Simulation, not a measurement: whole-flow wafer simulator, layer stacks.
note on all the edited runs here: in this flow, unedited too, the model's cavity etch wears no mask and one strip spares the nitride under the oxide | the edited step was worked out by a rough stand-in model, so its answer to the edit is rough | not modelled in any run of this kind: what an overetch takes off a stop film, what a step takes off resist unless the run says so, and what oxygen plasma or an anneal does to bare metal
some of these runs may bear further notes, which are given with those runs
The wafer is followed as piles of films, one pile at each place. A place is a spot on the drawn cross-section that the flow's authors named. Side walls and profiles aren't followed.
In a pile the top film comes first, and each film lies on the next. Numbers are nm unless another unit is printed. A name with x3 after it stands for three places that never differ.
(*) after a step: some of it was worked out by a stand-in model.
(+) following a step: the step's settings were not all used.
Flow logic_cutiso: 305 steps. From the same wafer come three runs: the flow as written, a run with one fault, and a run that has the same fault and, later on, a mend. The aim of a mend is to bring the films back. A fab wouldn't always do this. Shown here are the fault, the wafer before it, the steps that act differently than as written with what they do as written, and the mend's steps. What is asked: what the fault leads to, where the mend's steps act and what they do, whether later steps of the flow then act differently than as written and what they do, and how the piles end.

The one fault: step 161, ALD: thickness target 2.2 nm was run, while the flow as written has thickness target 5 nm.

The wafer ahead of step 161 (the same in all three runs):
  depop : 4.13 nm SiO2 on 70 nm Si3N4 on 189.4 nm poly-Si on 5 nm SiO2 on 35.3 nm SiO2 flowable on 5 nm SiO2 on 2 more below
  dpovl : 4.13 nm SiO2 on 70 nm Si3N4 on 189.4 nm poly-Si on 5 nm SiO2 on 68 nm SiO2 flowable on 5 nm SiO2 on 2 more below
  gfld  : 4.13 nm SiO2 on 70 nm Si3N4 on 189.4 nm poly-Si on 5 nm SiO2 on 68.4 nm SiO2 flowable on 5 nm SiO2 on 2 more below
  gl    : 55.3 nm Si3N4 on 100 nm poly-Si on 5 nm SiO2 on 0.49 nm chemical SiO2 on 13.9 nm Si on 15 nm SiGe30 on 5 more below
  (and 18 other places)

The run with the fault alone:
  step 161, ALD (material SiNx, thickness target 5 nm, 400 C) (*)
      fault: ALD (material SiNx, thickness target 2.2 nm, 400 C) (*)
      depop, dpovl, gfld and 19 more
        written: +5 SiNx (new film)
        fault: +2.2 SiNx (new film)
  Steps later in the flow that act otherwise than as written (21 more steps, not shown, differ only slightly: by at most 2% or 0.5 nm, whichever is larger):
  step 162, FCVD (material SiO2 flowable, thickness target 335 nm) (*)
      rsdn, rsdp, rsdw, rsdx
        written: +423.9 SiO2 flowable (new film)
        fault: +412.4 SiO2 flowable (new film)
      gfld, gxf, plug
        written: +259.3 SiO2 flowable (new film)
        fault: +247.8 SiO2 flowable (new film)
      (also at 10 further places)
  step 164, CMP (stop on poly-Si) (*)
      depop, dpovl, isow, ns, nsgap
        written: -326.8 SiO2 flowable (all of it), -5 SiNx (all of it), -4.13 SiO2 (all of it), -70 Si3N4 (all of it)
        fault: -326.8 SiO2 flowable (all of it), -2.2 SiNx (all of it), -4.13 SiO2 (all of it), -70 Si3N4 (all of it)
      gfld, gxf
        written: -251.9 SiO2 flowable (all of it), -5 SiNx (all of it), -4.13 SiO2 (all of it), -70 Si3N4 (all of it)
        fault: -240.5 SiO2 flowable (all of it), -2.2 SiNx (all of it), -4.13 SiO2 (all of it), -70 Si3N4 (all of it)
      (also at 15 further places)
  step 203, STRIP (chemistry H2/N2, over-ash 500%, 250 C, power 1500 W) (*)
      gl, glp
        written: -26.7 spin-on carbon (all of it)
        fault: -26 spin-on carbon (all of it)
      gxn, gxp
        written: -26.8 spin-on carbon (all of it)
        fault: -26 spin-on carbon (all of it)
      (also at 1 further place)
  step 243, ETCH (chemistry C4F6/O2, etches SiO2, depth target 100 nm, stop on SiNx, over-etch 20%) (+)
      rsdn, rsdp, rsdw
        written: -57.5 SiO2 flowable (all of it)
        fault: -60.4 SiO2 flowable (all of it)
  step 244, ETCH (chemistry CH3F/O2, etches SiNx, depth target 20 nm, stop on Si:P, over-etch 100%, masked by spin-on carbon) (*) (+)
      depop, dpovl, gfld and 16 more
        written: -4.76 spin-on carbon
        fault: -2.1 spin-on carbon
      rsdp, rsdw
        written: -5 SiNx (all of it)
        fault: -2.2 SiNx (all of it)
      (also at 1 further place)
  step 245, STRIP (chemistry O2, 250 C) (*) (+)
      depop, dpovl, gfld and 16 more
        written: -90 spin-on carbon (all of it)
        fault: -92.3 spin-on carbon (all of it)
  At iso, rsdx, the piles at the end differ from the flow's by more than 2% or 0.5 nm, whichever is larger.
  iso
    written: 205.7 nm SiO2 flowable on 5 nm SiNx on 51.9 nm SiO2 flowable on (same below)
    fault: 208.6 nm SiO2 flowable on 2.2 nm SiNx on 51.9 nm SiO2 flowable on (same below)
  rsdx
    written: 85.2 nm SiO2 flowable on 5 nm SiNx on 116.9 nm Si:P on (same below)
    fault: 88.1 nm SiO2 flowable on 2.2 nm SiNx on 116.9 nm Si:P on (same below)

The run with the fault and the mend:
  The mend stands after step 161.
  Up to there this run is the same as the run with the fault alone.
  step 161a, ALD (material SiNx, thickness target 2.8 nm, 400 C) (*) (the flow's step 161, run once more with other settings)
      depop, dpovl, gfld and 19 more
        +2.8 SiNx
  Every later step of the flow that is run acts as written, at every place that is followed, to within 2% or 0.5 nm, whichever is larger.
  By the end, the piles equal the flow's at every place that both follow.
